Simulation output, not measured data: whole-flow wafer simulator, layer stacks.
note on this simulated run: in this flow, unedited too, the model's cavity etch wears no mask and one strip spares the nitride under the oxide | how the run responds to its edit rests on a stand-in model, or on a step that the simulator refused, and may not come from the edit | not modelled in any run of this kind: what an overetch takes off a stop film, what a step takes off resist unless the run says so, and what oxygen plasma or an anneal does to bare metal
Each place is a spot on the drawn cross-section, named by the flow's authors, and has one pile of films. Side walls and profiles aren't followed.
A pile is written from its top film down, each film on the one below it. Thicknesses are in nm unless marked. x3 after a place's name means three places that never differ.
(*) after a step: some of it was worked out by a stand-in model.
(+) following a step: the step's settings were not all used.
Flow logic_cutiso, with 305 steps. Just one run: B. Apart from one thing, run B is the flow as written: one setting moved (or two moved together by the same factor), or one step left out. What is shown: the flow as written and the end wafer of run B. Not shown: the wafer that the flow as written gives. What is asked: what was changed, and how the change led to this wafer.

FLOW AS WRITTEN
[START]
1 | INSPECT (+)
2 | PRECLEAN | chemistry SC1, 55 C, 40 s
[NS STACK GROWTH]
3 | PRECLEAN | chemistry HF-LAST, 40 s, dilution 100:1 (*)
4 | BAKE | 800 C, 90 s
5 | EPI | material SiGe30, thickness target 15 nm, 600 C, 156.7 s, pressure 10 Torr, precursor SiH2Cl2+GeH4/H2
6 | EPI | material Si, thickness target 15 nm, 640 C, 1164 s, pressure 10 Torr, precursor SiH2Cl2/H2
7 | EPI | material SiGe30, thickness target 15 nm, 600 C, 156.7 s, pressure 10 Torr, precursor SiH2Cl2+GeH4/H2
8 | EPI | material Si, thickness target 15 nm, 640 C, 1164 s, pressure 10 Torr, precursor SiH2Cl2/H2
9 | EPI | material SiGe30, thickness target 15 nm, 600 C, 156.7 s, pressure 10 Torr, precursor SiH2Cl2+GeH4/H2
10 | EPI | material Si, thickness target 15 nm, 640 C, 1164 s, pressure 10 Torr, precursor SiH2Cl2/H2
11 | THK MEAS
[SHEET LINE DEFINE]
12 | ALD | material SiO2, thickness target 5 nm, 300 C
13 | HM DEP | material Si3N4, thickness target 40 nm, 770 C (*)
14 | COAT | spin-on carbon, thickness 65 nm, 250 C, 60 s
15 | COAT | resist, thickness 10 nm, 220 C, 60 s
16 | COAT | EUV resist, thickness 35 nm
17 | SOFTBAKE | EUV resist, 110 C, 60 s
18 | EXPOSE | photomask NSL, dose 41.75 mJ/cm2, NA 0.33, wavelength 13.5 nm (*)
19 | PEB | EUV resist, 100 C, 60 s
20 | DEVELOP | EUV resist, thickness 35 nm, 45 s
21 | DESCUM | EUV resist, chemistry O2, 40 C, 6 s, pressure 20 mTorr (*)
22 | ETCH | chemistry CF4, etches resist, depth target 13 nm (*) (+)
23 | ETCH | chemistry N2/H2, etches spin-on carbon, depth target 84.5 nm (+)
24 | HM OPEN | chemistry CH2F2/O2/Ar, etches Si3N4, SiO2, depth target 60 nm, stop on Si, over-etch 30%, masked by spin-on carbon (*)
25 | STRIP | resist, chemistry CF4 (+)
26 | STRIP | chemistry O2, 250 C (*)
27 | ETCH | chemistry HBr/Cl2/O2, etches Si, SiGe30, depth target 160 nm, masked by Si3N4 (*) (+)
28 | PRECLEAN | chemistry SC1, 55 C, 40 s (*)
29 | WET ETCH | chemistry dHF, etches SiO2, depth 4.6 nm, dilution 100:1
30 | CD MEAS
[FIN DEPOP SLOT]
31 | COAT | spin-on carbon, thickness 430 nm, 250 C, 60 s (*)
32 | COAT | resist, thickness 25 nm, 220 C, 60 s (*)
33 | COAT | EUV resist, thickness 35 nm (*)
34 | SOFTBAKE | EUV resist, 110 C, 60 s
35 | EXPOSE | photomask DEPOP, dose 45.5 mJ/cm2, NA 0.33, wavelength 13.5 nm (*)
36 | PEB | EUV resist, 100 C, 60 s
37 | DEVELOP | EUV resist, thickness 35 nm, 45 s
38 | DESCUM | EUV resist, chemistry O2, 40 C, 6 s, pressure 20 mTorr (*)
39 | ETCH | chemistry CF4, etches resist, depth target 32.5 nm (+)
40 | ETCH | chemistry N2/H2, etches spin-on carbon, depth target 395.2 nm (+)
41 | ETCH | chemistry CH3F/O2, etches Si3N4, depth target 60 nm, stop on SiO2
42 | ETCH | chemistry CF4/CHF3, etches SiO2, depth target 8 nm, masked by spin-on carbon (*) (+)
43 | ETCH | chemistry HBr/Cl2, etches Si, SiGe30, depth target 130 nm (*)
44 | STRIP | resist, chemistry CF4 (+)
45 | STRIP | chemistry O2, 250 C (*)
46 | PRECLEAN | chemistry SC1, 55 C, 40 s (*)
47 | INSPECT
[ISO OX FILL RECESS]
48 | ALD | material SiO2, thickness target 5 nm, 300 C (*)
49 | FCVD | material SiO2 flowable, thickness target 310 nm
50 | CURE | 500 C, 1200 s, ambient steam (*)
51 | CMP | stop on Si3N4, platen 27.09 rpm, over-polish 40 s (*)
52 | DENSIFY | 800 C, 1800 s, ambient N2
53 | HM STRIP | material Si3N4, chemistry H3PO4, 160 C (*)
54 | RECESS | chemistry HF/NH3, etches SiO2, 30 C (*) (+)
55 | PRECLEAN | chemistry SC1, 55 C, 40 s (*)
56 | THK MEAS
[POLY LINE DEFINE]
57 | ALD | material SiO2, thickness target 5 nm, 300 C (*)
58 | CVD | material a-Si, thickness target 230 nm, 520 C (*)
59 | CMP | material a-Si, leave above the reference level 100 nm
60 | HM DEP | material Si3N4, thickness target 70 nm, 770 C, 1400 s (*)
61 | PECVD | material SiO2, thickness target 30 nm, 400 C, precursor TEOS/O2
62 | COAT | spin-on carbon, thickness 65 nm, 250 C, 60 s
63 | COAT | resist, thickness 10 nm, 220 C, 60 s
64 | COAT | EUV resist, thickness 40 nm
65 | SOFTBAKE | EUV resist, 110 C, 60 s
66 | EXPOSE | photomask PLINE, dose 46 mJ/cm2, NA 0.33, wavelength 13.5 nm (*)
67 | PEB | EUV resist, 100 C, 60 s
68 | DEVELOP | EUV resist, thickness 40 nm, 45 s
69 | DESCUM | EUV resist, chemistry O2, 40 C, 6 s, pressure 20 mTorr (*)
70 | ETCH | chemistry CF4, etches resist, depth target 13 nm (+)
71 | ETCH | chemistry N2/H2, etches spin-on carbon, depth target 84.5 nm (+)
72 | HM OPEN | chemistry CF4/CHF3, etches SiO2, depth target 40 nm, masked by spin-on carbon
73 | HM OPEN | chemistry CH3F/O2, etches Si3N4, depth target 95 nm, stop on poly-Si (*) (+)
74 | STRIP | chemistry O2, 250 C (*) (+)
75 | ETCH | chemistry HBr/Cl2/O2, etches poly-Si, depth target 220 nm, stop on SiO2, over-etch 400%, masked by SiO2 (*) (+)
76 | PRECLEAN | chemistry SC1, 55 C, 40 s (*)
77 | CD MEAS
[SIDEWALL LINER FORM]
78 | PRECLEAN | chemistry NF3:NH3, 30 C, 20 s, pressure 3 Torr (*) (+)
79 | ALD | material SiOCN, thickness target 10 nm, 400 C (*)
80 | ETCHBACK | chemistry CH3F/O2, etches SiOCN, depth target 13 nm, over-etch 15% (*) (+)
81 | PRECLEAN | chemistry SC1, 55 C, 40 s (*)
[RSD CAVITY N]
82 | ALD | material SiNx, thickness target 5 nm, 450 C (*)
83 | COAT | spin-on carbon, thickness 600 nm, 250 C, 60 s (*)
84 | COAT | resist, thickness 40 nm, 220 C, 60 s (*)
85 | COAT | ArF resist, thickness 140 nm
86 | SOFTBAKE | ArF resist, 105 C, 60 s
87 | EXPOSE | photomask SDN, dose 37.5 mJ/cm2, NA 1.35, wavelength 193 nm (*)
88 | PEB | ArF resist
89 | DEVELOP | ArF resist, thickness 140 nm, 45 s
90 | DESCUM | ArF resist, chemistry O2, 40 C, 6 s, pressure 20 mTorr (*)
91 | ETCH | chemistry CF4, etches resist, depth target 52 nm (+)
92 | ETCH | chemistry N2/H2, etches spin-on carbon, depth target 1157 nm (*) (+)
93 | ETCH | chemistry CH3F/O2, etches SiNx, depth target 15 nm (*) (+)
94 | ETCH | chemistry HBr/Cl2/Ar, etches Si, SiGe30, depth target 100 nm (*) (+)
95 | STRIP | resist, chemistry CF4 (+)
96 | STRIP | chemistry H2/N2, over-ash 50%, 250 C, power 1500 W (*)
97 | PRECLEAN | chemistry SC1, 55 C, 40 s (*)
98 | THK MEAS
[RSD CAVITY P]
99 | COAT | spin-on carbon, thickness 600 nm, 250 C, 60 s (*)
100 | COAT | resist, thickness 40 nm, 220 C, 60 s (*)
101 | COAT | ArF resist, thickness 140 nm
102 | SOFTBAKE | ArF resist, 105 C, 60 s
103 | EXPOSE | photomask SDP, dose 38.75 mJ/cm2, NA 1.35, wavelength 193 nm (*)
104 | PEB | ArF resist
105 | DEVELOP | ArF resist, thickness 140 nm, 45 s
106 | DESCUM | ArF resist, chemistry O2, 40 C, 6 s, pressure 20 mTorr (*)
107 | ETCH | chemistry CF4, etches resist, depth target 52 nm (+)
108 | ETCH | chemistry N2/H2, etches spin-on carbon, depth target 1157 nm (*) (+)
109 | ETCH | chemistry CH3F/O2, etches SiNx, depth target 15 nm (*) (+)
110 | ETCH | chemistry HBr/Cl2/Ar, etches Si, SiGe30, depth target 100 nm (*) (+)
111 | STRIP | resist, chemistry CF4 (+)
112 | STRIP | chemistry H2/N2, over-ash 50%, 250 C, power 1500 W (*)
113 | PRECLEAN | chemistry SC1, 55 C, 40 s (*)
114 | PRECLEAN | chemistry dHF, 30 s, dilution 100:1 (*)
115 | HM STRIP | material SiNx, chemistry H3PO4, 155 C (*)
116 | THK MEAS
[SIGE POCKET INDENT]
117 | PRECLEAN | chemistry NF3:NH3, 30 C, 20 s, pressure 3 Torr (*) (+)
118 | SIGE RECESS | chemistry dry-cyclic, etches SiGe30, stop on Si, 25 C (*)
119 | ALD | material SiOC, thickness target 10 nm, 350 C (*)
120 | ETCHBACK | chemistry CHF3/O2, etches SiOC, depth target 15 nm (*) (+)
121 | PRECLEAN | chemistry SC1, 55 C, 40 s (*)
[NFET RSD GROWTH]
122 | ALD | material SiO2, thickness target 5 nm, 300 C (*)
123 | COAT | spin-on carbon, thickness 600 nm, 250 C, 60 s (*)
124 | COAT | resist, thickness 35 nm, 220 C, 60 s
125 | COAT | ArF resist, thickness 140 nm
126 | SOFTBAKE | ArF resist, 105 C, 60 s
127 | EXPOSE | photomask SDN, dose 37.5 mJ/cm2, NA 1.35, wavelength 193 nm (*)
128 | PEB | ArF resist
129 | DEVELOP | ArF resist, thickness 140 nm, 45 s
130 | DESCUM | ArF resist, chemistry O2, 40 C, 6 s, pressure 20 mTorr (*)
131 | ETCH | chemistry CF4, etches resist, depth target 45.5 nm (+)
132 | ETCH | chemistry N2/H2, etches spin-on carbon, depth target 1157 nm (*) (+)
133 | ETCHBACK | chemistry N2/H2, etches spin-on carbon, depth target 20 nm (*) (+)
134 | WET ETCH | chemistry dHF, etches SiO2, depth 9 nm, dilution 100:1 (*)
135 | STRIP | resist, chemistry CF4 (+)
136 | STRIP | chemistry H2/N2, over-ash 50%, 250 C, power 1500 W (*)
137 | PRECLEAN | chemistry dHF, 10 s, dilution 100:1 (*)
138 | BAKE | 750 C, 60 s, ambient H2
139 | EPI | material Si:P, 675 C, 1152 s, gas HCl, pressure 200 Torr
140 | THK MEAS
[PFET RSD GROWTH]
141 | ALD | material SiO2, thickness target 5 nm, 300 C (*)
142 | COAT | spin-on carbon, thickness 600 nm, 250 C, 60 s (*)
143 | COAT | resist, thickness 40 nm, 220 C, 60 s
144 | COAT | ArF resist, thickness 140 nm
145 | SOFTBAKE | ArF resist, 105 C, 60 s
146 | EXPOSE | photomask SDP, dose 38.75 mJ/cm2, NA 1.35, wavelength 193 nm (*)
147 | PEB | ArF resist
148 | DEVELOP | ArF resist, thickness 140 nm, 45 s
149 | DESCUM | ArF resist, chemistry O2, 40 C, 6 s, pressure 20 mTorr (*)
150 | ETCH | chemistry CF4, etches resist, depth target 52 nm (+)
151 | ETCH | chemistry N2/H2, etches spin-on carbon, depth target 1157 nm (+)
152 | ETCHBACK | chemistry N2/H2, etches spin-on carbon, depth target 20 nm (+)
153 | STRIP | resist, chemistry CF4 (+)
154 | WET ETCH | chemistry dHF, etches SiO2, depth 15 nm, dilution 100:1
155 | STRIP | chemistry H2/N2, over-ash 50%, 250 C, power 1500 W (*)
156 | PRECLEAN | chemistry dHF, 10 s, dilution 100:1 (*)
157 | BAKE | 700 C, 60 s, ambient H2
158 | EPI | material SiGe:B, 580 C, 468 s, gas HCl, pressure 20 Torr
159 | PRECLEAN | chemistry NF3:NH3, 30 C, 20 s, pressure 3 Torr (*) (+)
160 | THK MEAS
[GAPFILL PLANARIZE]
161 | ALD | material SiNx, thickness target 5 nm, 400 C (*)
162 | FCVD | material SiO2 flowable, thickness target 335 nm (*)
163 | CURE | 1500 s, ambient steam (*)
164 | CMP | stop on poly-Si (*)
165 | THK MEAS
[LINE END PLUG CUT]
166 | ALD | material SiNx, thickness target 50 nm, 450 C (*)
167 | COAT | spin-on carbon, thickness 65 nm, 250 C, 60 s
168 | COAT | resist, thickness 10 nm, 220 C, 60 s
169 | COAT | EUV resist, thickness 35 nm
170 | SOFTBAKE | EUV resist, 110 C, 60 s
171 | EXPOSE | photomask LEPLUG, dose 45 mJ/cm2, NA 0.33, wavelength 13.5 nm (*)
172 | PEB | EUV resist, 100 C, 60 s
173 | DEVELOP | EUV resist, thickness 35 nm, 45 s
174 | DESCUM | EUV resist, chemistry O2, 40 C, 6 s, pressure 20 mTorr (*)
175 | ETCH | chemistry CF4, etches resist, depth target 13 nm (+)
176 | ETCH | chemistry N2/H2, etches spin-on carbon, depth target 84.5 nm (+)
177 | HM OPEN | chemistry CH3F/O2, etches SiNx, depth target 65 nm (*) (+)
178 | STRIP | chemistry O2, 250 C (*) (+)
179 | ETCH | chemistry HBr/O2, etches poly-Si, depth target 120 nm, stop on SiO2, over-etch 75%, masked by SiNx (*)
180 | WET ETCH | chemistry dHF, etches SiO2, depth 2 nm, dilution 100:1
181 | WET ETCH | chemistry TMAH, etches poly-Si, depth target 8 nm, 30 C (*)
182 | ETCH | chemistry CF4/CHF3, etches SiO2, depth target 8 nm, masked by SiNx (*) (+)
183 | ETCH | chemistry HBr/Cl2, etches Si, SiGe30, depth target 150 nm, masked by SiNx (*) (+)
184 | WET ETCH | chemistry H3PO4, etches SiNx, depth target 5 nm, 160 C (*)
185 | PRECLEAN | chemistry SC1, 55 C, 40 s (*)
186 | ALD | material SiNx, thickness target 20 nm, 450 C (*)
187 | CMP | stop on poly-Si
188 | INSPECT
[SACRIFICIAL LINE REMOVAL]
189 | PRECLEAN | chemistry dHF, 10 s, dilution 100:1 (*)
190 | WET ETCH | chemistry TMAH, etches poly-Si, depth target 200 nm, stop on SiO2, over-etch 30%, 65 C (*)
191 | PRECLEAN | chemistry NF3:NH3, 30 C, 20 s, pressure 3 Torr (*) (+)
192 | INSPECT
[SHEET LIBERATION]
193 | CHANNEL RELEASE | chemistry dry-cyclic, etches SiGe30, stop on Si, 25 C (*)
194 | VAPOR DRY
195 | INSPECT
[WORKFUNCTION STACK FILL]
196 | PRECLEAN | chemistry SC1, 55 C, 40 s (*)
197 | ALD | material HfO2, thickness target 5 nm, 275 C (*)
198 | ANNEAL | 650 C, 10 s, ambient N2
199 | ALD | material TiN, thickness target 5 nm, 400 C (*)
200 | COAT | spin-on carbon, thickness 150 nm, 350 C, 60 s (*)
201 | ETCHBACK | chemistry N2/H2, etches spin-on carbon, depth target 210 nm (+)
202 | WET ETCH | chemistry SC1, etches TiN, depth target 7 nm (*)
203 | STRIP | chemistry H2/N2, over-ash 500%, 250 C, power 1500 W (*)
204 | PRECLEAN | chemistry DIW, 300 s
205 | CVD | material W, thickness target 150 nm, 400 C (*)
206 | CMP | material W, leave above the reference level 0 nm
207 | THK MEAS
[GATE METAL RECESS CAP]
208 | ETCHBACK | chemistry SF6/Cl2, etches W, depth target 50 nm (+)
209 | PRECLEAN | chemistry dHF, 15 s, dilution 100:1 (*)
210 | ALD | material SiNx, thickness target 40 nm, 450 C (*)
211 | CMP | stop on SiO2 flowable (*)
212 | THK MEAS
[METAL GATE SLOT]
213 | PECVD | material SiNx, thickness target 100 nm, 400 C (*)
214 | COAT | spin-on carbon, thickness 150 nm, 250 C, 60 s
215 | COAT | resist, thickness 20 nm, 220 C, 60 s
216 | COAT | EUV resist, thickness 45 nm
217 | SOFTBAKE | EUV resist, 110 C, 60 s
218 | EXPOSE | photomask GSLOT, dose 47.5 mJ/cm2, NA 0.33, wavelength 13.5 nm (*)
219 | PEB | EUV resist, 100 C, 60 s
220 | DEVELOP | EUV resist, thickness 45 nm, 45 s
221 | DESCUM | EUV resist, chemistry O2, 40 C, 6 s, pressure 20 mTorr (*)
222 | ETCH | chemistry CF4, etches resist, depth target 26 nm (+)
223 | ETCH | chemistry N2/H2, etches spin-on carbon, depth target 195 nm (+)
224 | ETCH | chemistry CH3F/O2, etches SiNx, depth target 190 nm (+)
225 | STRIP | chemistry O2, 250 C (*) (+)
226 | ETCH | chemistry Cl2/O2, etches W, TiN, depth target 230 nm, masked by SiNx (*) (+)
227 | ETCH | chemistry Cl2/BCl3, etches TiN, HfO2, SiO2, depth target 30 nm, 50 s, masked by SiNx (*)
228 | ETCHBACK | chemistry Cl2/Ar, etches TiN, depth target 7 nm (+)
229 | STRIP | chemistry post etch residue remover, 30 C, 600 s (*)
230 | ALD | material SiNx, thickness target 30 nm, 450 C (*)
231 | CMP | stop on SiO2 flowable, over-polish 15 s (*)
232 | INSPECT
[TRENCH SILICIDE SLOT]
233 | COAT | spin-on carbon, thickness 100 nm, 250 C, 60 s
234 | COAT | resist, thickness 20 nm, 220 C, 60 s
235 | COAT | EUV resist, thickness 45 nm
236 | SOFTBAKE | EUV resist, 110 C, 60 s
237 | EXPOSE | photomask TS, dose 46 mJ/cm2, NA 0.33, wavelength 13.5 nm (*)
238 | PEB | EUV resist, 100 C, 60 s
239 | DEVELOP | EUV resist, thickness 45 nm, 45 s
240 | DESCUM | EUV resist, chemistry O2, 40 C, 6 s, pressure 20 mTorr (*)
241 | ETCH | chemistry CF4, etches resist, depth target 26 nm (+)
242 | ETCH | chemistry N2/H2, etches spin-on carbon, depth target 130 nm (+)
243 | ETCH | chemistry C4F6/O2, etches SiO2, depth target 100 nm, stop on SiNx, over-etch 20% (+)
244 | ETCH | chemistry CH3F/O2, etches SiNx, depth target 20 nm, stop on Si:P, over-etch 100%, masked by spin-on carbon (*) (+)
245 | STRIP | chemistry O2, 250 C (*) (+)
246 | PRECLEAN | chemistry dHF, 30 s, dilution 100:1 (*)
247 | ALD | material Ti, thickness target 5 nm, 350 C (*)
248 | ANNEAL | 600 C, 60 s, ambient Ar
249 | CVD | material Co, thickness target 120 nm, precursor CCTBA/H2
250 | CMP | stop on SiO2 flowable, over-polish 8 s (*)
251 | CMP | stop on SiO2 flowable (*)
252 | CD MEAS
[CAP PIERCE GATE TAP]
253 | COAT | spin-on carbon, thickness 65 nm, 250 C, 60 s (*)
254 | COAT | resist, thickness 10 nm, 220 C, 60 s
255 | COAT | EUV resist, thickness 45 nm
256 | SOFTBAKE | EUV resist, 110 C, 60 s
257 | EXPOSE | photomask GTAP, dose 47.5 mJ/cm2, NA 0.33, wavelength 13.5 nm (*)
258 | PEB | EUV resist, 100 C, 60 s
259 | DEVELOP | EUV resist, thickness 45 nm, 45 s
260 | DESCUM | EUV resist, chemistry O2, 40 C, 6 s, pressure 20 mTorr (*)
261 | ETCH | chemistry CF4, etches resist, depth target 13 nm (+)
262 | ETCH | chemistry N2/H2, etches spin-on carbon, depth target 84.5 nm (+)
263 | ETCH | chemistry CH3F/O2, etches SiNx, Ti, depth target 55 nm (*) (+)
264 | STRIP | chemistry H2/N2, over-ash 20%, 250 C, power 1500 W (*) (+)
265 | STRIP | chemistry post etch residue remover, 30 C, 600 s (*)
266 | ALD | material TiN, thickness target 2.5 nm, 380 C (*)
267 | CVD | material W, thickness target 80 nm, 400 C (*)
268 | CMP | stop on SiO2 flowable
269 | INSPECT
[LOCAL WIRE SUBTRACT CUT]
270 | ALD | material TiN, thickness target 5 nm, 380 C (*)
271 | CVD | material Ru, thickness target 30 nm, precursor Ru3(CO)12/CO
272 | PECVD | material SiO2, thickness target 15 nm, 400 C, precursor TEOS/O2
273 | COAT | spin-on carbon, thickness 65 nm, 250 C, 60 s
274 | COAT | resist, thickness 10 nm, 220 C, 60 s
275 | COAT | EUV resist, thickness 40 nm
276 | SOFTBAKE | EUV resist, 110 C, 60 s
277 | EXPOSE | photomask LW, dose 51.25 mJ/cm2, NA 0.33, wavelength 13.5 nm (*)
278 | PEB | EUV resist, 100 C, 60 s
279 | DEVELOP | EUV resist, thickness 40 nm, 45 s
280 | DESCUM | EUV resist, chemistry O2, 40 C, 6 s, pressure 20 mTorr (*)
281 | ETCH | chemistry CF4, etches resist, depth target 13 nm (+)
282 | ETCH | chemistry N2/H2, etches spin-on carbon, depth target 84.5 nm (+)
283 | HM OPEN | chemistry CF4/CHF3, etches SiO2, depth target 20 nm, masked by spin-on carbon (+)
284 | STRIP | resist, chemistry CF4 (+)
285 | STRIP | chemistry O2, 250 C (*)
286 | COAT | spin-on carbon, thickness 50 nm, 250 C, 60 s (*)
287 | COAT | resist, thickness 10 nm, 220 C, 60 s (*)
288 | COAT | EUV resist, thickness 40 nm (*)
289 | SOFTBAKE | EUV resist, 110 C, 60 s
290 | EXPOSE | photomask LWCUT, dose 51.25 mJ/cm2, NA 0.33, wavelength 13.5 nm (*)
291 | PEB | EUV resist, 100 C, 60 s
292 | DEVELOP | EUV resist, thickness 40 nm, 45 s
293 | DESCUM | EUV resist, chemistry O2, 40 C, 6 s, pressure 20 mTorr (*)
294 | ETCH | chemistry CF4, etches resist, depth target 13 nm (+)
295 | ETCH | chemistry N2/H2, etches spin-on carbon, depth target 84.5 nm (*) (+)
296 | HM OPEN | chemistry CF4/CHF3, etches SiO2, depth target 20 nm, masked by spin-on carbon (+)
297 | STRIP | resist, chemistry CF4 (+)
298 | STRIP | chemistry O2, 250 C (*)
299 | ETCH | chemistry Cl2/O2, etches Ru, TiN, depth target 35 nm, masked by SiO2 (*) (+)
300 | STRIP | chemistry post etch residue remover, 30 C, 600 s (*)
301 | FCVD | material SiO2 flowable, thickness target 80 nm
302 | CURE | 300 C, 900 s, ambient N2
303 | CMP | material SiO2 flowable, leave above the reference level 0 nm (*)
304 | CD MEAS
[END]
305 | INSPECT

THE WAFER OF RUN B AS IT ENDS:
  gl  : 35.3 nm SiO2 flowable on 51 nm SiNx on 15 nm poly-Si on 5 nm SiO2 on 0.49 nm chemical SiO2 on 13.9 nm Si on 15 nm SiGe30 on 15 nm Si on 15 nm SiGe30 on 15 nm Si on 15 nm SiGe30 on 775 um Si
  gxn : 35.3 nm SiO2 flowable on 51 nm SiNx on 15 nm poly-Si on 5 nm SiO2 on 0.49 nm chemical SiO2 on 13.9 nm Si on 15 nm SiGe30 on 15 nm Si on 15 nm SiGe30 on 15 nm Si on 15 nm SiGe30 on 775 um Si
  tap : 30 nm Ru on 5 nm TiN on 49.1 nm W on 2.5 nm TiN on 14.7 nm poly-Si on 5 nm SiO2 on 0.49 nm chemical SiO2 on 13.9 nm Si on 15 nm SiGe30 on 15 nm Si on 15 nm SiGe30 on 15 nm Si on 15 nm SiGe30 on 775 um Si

Cause: step 60, HM DEP: material Si3N4, thickness target 70 nm, 770 C, 1400 s (*), was not run.

How this came from the change, step by step:
  72 | HM OPEN | chemistry CF4/CHF3, etches SiO2, depth target 40 nm, masked by spin-on carbon
      iso, lnr, lnri and 6 more: -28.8 SiO2 (all of it), -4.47 a-Si (it would be, as written: -28.8 SiO2 (all of it), -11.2 Si3N4)
  73 | HM OPEN | chemistry CH3F/O2, etches Si3N4, depth target 95 nm, stop on poly-Si (*) (+)
      iso, lnr, lnri and 6 more: nothing (it would be, as written: -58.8 Si3N4 (all of it))
      depop, dpovl, gfld and 10 more: -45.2 spin-on carbon (it would be, as written: -42 spin-on carbon)
  74 | STRIP | chemistry O2, 250 C (*) (+)
      depop, dpovl, gfld and 10 more: -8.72 spin-on carbon (all of it) (it would be, as written: -11.9 spin-on carbon (all of it))
  75 | ETCH | chemistry HBr/Cl2/O2, etches poly-Si, depth target 220 nm, stop on SiO2, over-etch 400%, masked by SiO2 (*) (+)
      lnr, lnrp, lnrt, rsdn, rsdp, rsdw, rsdx: -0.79 chemical SiO2 (all of it), -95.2 a-Si (all of it), -5 SiO2 (all of it), -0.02 chemical SiO2 (it would be, as written: -0.79 chemical SiO2 (all of it), -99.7 poly-Si (all of it), -5 SiO2 (all of it))
      iso, lnri: -0.79 chemical SiO2 (all of it), -184.6 a-Si (all of it), -4.58 SiO2 (it would be, as written: -0.79 chemical SiO2 (all of it), -189.1 poly-Si (all of it), -4.55 SiO2)
  80 | ETCHBACK | chemistry CH3F/O2, etches SiOCN, depth target 13 nm, over-etch 15% (*) (+)
      lnr, lnrp, lnrt: +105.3 SiOCN (it would be, as written: +175.1 SiOCN)
      lnri: +202 SiOCN (it would be, as written: +271.9 SiOCN)
  83 | COAT | spin-on carbon, thickness 600 nm, 250 C, 60 s (*)
      gl, glp, plug, tap: +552 spin-on carbon (new film) (it would be, as written: +528.7 spin-on carbon (new film))
      rsdn, rsdp, rsdw: +670 spin-on carbon (new film) (it would be, as written: +716.5 spin-on carbon (new film))
      (as well as at 10 more places)
  92 | ETCH | chemistry N2/H2, etches spin-on carbon, depth target 1157 nm (*) (+)
      depop, dpovl, gfld and 12 more: -95.2 ArF resist (all of it), -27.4 resist (it would be, as written: -95.2 ArF resist (all of it), -26.2 resist)
      gl, tap: -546 spin-on carbon (all of it), -3 SiNx (it would be, as written: -522.7 spin-on carbon (all of it), -2.88 SiNx)
      (as well as at 5 more places)
  93 | ETCH | chemistry CH3F/O2, etches SiNx, depth target 15 nm (*) (+)
      rsdn, rsdx: -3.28 SiNx (all of it) (it would be, as written: -4.16 SiNx (all of it))
  95 | STRIP | resist, chemistry CF4 (+)
      depop, dpovl, glp and 6 more: -11.9 resist (all of it) (it would be, as written: -13 resist (all of it))
      gfld, gxf, iso, lnri: -12 resist (all of it) (it would be, as written: -13 resist (all of it))
      (as well as at 2 more places)
  96 | STRIP | chemistry H2/N2, over-ash 50%, 250 C, power 1500 W (*)
      gfld, gxf: -551.9 spin-on carbon (all of it) (it would be, as written: -528.6 spin-on carbon (all of it))
      glp, plug: -552 spin-on carbon (all of it) (it would be, as written: -528.7 spin-on carbon (all of it))
      (as well as at 6 more places)
  99 | COAT | spin-on carbon, thickness 600 nm, 250 C, 60 s (*)
      gfld, plug: +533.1 spin-on carbon (new film) (it would be, as written: +509.8 spin-on carbon (new film))
      gl, gxn: +538.1 spin-on carbon (new film) (it would be, as written: +514.9 spin-on carbon (new film))
      (as well as at 13 more places)
  108 | ETCH | chemistry N2/H2, etches spin-on carbon, depth target 1157 nm (*) (+)
      depop, dpovl, gfld and 14 more: -95.2 ArF resist (all of it), -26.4 resist (it would be, as written: -95.2 ArF resist (all of it), -25.2 resist)
      glp, gxp: -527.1 spin-on carbon (all of it), -2.9 SiNx (it would be, as written: -503.9 spin-on carbon (all of it), -2.78 SiNx)
      (as well as at 3 more places)
  109 | ETCH | chemistry CH3F/O2, etches SiNx, depth target 15 nm (*) (+)
      rsdp, rsdw: -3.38 SiNx (all of it) (it would be, as written: -4.26 SiNx (all of it))
  111 | STRIP | resist, chemistry CF4 (+)
      depop, dpovl, gfld and 6 more: -12.9 resist (all of it) (it would be, as written: -14 resist (all of it))
      gl, gxf, gxn, lnr, lnrt, rsdn, rsdx: -13 resist (all of it) (it would be, as written: -14.1 resist (all of it))
      (as well as at 1 more place)
  112 | STRIP | chemistry H2/N2, over-ash 50%, 250 C, power 1500 W (*)
      gfld, plug: -533.1 spin-on carbon (all of it) (it would be, as written: -509.8 spin-on carbon (all of it))
      gl, gxn: -538.1 spin-on carbon (all of it) (it would be, as written: -514.9 spin-on carbon (all of it))
      (as well as at 8 more places)
  120 | ETCHBACK | chemistry CHF3/O2, etches SiOC, depth target 15 nm (*) (+)
      gl, tap: -10 SiOC (all of it), -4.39 SiO2 (all of it), -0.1 a-Si (it would be, as written: -10 SiOC (all of it), -4.21 SiO2 (all of it), -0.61 Si3N4)
      glp: -10 SiOC (all of it), -4.43 SiO2 (all of it), -0.09 a-Si (it would be, as written: -10 SiOC (all of it), -4.25 SiO2 (all of it), -0.58 Si3N4)
  ... another 40 steps ...
  268 | CMP | stop on SiO2 flowable
      depop, dpovl, gfld and 8 more: -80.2 W (all of it), -2.5 TiN (all of it) (it would be, as written: -80.2 W (all of it), -2.5 TiN (all of it), -0.98 SiNx)
      lnr, lnri, lnrp, lnrt: -80 W (all of it), -2.5 TiN (all of it), -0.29 SiOCN (it would be, as written: -80 W (all of it), -2.5 TiN (all of it), -1.22 SiOCN)
      (as well as at 4 more places)
Taking metal films that touch as one body, gl has 0 bodies; the flow as written gives 4 bodies (between them, from the top down: HfO2 5 / chemical SiO2 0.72 / Si 12.9 / chemical SiO2 0.8 / HfO2 5; HfO2 5 / chemical SiO2 0.8 / Si 13.9 / chemical SiO2 0.8 / HfO2 5; HfO2 5 / chemical SiO2 0.8 / Si 13.9 / chemical SiO2 0.8 / HfO2 5).
Taking metal films that touch as one body, gxn has 0 bodies; the flow as written gives 4 bodies (between them, from the top down: HfO2 5 / chemical SiO2 0.72 / Si 12.9 / chemical SiO2 0.8 / HfO2 5; HfO2 5 / chemical SiO2 0.8 / Si 13.9 / chemical SiO2 0.8 / HfO2 5; HfO2 5 / chemical SiO2 0.8 / Si 13.9 / chemical SiO2 0.8 / HfO2 5).
Taking metal films that touch as one body, tap has 1 body; the flow as written gives 4 bodies (between them, from the top down: HfO2 5 / chemical SiO2 0.72 / Si 12.9 / chemical SiO2 0.8 / HfO2 5; HfO2 5 / chemical SiO2 0.8 / Si 13.9 / chemical SiO2 0.8 / HfO2 5; HfO2 5 / chemical SiO2 0.8 / Si 13.9 / chemical SiO2 0.8 / HfO2 5).
